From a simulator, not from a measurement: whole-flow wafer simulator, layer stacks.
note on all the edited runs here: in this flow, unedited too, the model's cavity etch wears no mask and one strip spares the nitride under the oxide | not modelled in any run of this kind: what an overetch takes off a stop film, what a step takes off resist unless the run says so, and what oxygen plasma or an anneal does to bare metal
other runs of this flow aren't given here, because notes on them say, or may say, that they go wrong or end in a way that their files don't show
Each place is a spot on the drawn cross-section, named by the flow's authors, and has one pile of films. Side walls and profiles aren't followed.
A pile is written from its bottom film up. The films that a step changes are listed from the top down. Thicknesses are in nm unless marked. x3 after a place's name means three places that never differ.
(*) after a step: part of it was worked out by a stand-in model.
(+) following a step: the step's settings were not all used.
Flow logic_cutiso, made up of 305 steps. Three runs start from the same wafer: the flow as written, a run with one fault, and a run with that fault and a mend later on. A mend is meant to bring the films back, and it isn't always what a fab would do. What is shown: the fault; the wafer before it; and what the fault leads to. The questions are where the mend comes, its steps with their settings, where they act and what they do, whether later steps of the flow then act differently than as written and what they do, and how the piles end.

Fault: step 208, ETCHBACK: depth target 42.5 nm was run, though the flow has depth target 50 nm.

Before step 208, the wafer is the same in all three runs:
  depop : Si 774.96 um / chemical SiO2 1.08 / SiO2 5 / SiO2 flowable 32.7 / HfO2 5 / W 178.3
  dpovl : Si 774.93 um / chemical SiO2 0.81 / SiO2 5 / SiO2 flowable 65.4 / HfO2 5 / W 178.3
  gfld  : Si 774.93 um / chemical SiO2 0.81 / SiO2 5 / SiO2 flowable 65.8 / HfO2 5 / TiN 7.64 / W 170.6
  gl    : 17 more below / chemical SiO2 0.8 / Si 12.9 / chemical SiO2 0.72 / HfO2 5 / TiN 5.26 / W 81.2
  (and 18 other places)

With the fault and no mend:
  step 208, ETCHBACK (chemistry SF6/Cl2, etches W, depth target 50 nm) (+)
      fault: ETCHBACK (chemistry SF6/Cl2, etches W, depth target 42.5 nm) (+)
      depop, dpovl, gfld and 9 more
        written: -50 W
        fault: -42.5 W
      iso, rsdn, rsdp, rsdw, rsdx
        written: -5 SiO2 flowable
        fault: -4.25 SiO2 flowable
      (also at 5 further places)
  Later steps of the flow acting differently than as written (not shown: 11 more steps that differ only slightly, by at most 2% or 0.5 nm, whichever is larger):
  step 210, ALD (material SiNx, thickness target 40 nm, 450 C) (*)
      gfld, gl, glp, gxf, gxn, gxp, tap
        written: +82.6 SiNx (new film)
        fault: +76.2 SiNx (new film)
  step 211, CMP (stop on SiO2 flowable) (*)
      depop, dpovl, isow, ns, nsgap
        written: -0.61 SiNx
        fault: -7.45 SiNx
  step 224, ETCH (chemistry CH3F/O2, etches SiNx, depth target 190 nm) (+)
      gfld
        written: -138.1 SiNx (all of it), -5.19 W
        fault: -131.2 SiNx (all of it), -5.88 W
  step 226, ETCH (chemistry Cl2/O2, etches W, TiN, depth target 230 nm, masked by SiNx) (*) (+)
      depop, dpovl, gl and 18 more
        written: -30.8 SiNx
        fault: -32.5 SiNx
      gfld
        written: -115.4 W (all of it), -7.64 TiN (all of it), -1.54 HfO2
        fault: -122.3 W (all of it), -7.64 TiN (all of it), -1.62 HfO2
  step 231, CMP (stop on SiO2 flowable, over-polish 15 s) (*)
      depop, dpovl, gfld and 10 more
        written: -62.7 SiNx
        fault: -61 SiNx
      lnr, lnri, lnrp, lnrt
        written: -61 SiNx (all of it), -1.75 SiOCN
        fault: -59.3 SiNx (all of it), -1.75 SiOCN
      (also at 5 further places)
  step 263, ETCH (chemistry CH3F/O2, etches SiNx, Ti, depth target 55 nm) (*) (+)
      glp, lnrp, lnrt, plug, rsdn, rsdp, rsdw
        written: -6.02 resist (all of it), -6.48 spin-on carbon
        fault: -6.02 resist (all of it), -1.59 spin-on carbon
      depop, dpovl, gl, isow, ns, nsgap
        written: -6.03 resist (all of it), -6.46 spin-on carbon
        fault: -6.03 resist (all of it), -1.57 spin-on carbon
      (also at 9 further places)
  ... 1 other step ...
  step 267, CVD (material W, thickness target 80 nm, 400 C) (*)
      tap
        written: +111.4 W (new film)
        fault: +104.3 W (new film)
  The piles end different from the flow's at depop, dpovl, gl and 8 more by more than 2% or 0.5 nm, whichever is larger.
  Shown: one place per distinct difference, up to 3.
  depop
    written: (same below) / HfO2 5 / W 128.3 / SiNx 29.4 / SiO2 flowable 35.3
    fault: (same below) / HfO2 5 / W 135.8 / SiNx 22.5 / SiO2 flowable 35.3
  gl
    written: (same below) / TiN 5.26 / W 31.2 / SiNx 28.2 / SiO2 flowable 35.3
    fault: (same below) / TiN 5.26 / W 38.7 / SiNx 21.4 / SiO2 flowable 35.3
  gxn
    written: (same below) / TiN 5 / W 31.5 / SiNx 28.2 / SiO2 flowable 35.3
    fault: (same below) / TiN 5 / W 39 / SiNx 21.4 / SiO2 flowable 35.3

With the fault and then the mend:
  The mend stands after step 208.
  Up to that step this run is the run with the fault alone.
  step 208a, ETCHBACK (chemistry SF6/Cl2, etches W, depth target 7.5 nm) (+) (the flow's step 208, run once more with other settings)
      depop, dpovl, gfld and 9 more
        -7.5 W
      iso, rsdn, rsdp, rsdw, rsdx
        -0.75 SiO2 flowable
      lnr, lnri, lnrp, lnrt
        -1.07 SiOCN
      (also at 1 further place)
  Every later step of the flow that is run acts as written at every place that is followed.
  The piles end the same as the flow's at every place that both follow.
